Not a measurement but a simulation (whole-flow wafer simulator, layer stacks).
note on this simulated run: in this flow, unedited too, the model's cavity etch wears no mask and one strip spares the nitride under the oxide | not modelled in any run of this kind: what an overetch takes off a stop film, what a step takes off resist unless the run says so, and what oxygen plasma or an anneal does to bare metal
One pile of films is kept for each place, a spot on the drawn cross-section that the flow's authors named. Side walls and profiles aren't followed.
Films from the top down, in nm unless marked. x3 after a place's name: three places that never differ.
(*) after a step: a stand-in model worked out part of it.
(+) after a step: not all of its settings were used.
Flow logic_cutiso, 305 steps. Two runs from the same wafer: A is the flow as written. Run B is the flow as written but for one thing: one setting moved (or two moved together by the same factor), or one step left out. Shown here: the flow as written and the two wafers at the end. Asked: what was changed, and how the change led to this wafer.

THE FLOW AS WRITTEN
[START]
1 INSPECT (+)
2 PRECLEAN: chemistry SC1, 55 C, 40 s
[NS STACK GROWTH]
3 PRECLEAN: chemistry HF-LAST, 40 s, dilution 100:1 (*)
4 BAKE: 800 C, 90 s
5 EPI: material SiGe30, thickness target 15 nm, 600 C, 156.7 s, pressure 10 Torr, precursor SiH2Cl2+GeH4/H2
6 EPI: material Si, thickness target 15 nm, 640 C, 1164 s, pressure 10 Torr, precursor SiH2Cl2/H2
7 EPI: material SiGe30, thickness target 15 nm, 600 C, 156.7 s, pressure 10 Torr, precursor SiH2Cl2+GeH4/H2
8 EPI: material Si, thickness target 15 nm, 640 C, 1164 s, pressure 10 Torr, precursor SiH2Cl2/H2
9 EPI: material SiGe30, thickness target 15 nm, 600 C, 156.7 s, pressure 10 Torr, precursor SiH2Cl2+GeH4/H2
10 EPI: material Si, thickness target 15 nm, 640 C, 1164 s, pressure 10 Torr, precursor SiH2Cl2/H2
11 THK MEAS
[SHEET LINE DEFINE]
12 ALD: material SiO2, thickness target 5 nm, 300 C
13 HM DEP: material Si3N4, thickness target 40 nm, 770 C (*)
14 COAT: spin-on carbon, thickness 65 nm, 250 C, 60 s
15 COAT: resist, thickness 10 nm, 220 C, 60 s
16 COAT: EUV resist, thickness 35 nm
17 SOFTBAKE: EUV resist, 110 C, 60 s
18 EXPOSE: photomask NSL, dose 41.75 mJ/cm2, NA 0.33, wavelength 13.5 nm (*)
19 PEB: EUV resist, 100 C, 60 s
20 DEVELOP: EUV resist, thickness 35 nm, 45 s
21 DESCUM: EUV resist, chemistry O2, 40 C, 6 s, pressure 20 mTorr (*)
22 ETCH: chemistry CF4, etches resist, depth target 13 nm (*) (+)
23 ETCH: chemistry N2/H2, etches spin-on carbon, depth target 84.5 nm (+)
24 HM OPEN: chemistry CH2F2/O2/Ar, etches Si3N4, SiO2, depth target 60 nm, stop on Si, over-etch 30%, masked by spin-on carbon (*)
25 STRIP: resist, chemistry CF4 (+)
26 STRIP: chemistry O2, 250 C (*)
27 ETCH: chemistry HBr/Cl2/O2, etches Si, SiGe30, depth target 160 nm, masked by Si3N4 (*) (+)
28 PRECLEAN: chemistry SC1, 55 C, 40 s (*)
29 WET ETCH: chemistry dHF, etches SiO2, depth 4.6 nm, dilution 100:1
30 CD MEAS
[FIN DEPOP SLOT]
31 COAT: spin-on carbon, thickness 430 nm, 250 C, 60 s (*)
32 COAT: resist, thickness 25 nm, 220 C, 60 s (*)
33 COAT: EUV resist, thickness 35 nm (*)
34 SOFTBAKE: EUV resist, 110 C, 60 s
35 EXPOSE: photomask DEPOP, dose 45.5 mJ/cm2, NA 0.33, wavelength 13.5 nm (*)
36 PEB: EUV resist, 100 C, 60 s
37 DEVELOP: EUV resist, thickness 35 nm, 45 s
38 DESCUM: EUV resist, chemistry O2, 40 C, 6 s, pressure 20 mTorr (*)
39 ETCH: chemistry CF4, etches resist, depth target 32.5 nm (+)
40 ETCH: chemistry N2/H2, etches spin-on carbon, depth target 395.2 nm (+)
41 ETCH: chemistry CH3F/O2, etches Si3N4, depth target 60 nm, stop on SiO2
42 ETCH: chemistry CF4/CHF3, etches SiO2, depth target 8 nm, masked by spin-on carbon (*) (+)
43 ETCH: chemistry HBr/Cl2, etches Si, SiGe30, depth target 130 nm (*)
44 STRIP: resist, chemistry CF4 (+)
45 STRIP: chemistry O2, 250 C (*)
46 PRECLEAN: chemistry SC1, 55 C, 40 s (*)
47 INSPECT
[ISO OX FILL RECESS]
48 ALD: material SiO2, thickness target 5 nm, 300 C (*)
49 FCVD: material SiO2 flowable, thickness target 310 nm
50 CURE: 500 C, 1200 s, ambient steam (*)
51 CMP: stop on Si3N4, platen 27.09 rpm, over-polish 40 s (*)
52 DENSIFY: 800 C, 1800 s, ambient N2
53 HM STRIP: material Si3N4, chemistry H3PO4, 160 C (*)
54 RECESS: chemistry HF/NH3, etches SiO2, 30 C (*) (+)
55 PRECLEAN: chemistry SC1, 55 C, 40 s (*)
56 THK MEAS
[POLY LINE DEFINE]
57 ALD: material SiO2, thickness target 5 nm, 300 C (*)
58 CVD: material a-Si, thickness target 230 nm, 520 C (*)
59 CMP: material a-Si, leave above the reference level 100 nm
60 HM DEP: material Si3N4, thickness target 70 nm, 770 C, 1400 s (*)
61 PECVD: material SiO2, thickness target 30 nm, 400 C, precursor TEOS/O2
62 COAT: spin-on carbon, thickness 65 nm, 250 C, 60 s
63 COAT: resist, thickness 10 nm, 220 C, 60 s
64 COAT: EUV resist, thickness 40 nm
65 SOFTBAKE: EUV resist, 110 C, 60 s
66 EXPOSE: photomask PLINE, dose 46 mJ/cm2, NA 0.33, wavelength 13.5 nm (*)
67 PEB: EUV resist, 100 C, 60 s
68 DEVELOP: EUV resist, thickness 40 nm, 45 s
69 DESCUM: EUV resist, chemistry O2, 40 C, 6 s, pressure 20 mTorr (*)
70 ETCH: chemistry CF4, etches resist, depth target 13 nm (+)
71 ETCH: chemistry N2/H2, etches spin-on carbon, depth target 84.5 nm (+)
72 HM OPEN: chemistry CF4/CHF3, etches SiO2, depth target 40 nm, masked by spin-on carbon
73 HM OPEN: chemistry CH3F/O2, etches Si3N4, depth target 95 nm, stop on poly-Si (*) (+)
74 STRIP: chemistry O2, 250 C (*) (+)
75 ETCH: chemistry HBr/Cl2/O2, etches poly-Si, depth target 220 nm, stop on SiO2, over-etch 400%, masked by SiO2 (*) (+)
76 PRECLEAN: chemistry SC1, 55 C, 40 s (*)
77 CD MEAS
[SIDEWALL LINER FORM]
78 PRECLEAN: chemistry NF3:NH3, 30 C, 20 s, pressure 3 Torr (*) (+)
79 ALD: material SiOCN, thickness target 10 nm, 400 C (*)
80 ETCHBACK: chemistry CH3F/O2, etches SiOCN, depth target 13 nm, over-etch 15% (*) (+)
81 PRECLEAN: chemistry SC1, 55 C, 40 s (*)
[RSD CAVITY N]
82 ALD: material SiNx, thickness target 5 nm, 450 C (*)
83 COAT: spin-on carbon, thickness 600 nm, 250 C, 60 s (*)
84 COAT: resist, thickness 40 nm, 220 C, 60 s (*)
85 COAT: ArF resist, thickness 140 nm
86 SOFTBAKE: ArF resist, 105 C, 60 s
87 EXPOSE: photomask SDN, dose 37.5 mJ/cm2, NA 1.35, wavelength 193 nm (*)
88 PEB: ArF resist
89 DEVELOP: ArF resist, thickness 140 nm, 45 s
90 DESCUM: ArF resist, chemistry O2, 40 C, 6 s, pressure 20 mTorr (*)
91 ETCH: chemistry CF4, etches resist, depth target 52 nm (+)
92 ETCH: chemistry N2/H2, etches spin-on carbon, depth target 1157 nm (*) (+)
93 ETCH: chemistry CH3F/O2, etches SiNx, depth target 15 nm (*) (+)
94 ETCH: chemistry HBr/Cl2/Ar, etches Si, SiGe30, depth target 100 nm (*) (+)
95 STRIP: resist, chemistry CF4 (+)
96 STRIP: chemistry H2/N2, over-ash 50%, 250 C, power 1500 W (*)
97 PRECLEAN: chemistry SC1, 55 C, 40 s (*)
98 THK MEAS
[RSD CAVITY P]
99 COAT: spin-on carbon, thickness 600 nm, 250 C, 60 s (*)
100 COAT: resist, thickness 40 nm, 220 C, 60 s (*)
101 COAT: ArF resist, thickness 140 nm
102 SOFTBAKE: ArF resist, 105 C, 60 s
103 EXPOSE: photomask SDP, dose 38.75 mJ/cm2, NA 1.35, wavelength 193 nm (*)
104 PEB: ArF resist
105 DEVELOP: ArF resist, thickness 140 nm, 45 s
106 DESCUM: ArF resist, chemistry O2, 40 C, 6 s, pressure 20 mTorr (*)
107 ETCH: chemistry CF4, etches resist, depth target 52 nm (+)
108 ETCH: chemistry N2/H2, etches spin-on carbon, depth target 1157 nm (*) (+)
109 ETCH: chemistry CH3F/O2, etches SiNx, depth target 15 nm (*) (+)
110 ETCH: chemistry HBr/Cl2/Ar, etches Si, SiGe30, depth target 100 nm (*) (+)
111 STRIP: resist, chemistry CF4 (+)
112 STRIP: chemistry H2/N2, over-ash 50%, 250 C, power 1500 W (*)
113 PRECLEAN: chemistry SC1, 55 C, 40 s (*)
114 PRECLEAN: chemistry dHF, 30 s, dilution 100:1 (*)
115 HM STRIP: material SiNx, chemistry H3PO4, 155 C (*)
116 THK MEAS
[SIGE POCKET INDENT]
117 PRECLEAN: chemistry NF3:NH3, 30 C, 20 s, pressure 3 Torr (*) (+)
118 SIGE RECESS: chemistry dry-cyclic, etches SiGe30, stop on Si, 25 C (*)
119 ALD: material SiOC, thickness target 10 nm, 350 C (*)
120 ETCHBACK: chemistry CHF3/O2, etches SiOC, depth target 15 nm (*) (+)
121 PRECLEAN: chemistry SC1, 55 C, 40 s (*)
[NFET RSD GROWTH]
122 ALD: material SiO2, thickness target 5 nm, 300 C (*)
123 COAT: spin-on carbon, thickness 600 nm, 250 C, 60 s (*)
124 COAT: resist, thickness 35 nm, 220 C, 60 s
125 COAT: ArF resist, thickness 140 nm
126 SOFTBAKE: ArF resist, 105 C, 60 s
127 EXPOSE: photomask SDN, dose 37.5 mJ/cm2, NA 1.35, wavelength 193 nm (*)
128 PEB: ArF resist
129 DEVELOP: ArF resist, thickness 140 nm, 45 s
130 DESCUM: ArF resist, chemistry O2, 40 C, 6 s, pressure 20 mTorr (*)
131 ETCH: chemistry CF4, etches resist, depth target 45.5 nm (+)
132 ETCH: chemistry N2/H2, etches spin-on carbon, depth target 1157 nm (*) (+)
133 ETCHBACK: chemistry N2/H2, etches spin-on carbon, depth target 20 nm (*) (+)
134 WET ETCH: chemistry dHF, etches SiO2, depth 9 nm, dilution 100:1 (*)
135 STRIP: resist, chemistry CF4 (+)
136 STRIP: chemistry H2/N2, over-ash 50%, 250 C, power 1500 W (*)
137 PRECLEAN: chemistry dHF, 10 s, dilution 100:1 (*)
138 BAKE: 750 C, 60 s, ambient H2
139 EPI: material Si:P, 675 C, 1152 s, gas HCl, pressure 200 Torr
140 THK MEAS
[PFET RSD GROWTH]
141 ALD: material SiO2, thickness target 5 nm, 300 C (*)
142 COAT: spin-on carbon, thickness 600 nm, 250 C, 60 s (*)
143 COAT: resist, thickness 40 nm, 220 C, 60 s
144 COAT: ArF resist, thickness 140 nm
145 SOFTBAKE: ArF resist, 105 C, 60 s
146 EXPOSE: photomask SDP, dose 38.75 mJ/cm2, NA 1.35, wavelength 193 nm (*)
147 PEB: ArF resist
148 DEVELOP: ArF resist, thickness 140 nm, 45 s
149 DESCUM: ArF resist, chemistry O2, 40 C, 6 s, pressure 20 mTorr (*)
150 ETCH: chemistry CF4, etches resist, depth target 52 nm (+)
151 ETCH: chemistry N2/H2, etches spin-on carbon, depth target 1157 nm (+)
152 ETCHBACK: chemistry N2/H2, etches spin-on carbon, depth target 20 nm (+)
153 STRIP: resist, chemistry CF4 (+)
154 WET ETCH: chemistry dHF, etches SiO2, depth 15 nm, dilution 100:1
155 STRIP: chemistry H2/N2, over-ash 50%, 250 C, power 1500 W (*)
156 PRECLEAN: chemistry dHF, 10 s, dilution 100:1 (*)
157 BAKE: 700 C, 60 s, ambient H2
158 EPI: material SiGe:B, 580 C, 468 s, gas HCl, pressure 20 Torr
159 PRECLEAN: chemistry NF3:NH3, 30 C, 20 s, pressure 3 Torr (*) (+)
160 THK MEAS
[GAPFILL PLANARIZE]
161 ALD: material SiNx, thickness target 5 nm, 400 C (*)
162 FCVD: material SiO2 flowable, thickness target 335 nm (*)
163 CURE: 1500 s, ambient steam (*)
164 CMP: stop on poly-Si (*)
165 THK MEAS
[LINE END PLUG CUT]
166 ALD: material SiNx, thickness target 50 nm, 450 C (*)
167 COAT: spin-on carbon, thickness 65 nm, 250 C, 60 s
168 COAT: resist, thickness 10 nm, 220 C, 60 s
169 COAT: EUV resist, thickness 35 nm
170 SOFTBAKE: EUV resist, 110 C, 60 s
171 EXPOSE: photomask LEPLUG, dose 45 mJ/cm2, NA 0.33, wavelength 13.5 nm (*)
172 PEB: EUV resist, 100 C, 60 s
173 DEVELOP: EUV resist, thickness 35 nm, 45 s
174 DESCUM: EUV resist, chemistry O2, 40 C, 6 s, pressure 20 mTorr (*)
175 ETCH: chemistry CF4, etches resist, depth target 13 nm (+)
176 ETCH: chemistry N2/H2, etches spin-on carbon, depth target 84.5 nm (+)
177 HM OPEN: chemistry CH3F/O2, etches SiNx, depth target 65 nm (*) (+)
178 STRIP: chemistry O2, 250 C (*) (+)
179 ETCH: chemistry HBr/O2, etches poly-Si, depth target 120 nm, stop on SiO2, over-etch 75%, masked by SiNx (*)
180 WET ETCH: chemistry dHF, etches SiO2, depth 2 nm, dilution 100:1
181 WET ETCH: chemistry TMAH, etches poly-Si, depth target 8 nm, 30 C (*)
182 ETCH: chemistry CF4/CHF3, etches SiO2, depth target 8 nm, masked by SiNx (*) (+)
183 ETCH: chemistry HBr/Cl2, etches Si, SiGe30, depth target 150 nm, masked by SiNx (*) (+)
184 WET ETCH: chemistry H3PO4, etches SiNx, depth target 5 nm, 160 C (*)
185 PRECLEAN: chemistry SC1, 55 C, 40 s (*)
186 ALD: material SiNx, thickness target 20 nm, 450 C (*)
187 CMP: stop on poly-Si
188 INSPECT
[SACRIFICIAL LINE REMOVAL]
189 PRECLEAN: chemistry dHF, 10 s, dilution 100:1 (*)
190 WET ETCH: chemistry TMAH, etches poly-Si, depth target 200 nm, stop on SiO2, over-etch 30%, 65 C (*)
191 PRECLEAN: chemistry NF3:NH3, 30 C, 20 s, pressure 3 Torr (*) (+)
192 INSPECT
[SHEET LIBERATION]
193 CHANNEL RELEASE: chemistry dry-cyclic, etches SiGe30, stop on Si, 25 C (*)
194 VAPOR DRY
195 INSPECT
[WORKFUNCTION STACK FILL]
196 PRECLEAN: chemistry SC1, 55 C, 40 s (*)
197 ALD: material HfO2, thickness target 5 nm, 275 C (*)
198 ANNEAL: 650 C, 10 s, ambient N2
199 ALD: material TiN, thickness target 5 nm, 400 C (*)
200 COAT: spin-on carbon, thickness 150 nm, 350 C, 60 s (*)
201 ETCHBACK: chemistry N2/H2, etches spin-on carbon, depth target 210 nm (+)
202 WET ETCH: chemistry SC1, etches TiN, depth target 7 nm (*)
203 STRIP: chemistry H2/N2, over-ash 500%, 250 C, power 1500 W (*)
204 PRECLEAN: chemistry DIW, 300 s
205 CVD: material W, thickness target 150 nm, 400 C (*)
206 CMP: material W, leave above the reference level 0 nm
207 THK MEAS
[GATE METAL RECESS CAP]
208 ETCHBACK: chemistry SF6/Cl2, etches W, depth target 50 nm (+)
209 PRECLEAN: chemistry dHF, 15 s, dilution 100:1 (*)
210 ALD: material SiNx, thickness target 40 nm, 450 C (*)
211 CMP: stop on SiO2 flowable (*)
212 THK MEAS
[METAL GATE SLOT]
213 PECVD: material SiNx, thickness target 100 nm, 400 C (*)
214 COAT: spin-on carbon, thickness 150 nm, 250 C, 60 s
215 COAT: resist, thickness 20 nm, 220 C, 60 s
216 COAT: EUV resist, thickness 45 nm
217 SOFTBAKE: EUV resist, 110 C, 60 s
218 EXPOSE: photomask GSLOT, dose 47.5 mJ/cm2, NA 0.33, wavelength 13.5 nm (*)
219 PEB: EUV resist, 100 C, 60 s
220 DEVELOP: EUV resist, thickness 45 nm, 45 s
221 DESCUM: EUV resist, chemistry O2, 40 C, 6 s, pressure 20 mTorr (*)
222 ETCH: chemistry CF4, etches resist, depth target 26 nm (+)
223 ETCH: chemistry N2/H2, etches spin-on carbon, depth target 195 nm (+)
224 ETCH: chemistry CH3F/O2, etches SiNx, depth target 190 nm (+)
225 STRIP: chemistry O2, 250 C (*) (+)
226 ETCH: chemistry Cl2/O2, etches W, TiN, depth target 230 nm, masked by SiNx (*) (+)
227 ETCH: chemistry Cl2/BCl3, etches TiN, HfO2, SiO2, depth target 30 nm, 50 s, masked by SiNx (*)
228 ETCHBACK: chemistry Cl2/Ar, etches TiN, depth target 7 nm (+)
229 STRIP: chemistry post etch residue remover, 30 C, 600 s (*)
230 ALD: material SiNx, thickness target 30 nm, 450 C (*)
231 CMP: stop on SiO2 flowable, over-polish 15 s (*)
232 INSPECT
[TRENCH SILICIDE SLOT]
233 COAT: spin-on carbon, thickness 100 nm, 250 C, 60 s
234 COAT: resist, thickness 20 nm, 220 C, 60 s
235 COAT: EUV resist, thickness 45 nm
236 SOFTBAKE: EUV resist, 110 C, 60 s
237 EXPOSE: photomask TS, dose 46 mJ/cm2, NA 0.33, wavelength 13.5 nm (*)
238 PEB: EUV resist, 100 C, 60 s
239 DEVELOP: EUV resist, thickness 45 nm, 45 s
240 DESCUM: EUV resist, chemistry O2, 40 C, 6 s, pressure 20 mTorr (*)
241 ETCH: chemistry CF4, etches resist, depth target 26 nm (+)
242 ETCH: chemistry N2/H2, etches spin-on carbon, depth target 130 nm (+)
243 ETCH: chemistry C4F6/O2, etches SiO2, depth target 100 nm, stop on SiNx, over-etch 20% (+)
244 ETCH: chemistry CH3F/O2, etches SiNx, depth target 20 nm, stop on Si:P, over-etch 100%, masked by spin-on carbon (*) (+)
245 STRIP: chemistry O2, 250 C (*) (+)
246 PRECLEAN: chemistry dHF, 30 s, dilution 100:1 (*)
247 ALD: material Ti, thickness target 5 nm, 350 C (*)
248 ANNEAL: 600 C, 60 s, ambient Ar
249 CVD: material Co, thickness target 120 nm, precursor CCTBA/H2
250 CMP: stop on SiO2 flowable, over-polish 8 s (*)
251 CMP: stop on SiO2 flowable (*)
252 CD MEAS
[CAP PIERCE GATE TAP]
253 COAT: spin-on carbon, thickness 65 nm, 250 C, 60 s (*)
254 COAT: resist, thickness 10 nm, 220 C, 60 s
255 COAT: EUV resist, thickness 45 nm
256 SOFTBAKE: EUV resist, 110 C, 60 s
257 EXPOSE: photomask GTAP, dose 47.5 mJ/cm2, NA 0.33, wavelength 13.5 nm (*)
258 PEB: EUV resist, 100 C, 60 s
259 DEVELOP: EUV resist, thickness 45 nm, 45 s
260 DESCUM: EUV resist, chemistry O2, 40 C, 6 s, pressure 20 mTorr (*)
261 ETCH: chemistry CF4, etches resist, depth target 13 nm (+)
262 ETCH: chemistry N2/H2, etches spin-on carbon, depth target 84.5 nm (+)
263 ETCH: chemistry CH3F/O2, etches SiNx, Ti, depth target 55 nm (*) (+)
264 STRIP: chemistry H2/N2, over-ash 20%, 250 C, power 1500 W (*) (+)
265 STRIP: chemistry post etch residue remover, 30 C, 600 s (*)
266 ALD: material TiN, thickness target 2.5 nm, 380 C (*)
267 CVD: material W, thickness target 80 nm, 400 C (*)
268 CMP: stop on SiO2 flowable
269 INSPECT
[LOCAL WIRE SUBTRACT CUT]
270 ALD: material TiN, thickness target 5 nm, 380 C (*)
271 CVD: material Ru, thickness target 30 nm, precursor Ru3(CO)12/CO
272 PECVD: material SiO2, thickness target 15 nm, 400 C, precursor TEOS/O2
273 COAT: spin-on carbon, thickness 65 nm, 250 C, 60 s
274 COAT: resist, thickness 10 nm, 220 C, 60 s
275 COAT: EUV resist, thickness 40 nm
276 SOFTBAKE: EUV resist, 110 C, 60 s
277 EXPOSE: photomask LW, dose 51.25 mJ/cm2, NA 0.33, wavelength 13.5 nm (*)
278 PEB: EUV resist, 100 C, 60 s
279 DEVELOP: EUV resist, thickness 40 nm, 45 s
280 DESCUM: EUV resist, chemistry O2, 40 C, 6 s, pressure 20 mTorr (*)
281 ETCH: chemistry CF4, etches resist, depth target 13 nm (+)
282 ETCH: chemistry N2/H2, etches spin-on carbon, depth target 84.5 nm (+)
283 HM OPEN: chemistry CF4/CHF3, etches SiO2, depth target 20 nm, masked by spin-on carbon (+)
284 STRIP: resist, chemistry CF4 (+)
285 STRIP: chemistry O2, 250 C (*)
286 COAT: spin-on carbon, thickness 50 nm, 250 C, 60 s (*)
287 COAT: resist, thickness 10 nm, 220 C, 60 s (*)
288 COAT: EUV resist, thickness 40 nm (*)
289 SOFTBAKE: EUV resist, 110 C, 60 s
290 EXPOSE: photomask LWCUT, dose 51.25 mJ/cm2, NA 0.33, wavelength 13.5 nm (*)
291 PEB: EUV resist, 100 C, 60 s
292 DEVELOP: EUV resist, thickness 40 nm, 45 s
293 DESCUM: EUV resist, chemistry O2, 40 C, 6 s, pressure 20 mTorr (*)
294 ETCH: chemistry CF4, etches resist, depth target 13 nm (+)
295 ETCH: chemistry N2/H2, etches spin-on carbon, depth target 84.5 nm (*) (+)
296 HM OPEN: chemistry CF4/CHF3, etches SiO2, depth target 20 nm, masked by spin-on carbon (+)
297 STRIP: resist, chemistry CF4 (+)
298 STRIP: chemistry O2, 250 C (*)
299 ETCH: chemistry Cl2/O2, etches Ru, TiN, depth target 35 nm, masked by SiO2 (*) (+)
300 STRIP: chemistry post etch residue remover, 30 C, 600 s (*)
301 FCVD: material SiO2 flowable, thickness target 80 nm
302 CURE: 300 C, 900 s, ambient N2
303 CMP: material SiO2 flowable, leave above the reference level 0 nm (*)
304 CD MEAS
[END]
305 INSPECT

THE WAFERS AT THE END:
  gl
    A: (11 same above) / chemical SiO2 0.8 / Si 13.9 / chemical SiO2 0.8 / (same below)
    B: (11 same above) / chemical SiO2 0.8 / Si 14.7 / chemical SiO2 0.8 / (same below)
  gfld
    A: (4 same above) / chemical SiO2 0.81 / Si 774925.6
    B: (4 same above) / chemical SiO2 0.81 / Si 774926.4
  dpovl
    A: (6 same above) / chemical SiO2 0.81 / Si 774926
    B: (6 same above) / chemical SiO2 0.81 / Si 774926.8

The cause: step 8, EPI: thickness target 15.8 nm was run, where the flow has thickness target 15 nm; step 8, EPI: 1223 s was run, where the flow has 1164 s.

How the change led to this, step by step:
  8 EPI: material Si, thickness target 15 nm, 640 C, 1164 s, pressure 10 Torr, precursor SiH2Cl2/H2
      depop, dpovl, gfld and 19 more: A Si +15 (new film) | B Si +15.8 (new film)
  27 ETCH: chemistry HBr/Cl2/O2, etches Si, SiGe30, depth target 160 nm, masked by Si3N4 (*) (+)
      gfld, gxf, iso, lnri: A chemical SiO2 -0.79 (all of it), Si -11.4 (all of it), SiGe30 -15 (all of it), Si -15 (all of it), SiGe30 -15 (all of it), Si -15 (all of it), SiGe30 -15 (all of it), Si -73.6 | B chemical SiO2 -0.79 (all of it), Si -11.4 (all of it), SiGe30 -15 (all of it), Si -15.8 (all of it), SiGe30 -15 (all of it), Si -15 (all of it), SiGe30 -15 (all of it), Si -72.9
      dpovl, nsgap: A chemical SiO2 -0.79 (all of it), Si -11.8 (all of it), SiGe30 -15 (all of it), Si -15 (all of it), SiGe30 -15 (all of it), Si -15 (all of it), SiGe30 -15 (all of it), Si -73.2 | B chemical SiO2 -0.79 (all of it), Si -11.8 (all of it), SiGe30 -15 (all of it), Si -15.8 (all of it), SiGe30 -15 (all of it), Si -15 (all of it), SiGe30 -15 (all of it), Si -72.5
      (and at 1 more place)
  43 ETCH: chemistry HBr/Cl2, etches Si, SiGe30, depth target 130 nm (*)
      depop: A Si -14 (all of it), SiGe30 -15 (all of it), Si -15 (all of it), SiGe30 -15 (all of it), Si -15 (all of it), SiGe30 -15 (all of it), Si -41 | B Si -14 (all of it), SiGe30 -15 (all of it), Si -15.8 (all of it), SiGe30 -15 (all of it), Si -15 (all of it), SiGe30 -15 (all of it), Si -40.2
  94 ETCH: chemistry HBr/Cl2/Ar, etches Si, SiGe30, depth target 100 nm (*) (+)
      rsdn, rsdx: A chemical SiO2 -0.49 (all of it), Si -12.8 (all of it), SiGe30 -15 (all of it), Si -15 (all of it), SiGe30 -15 (all of it), Si -15 (all of it), SiGe30 -15 (all of it), Si -12.2 | B chemical SiO2 -0.49 (all of it), Si -12.8 (all of it), SiGe30 -15 (all of it), Si -15.8 (all of it), SiGe30 -15 (all of it), Si -15 (all of it), SiGe30 -15 (all of it), Si -11.4
  110 ETCH: chemistry HBr/Cl2/Ar, etches Si, SiGe30, depth target 100 nm (*) (+)
      rsdp, rsdw: A chemical SiO2 -0.49 (all of it), Si -12.8 (all of it), SiGe30 -15 (all of it), Si -15 (all of it), SiGe30 -15 (all of it), Si -15 (all of it), SiGe30 -15 (all of it), Si -12.2 | B chemical SiO2 -0.49 (all of it), Si -12.8 (all of it), SiGe30 -15 (all of it), Si -15.8 (all of it), SiGe30 -15 (all of it), Si -15 (all of it), SiGe30 -15 (all of it), Si -11.4
  183 ETCH: chemistry HBr/Cl2, etches Si, SiGe30, depth target 150 nm, masked by SiNx (*) (+)
      plug: A Si -13.6 (all of it), SiGe30 -15 (all of it), Si -15 (all of it), SiGe30 -15 (all of it), Si -15 (all of it), SiGe30 -15 (all of it), Si -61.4 | B Si -13.6 (all of it), SiGe30 -15 (all of it), Si -15.8 (all of it), SiGe30 -15 (all of it), Si -15 (all of it), SiGe30 -15 (all of it), Si -60.7
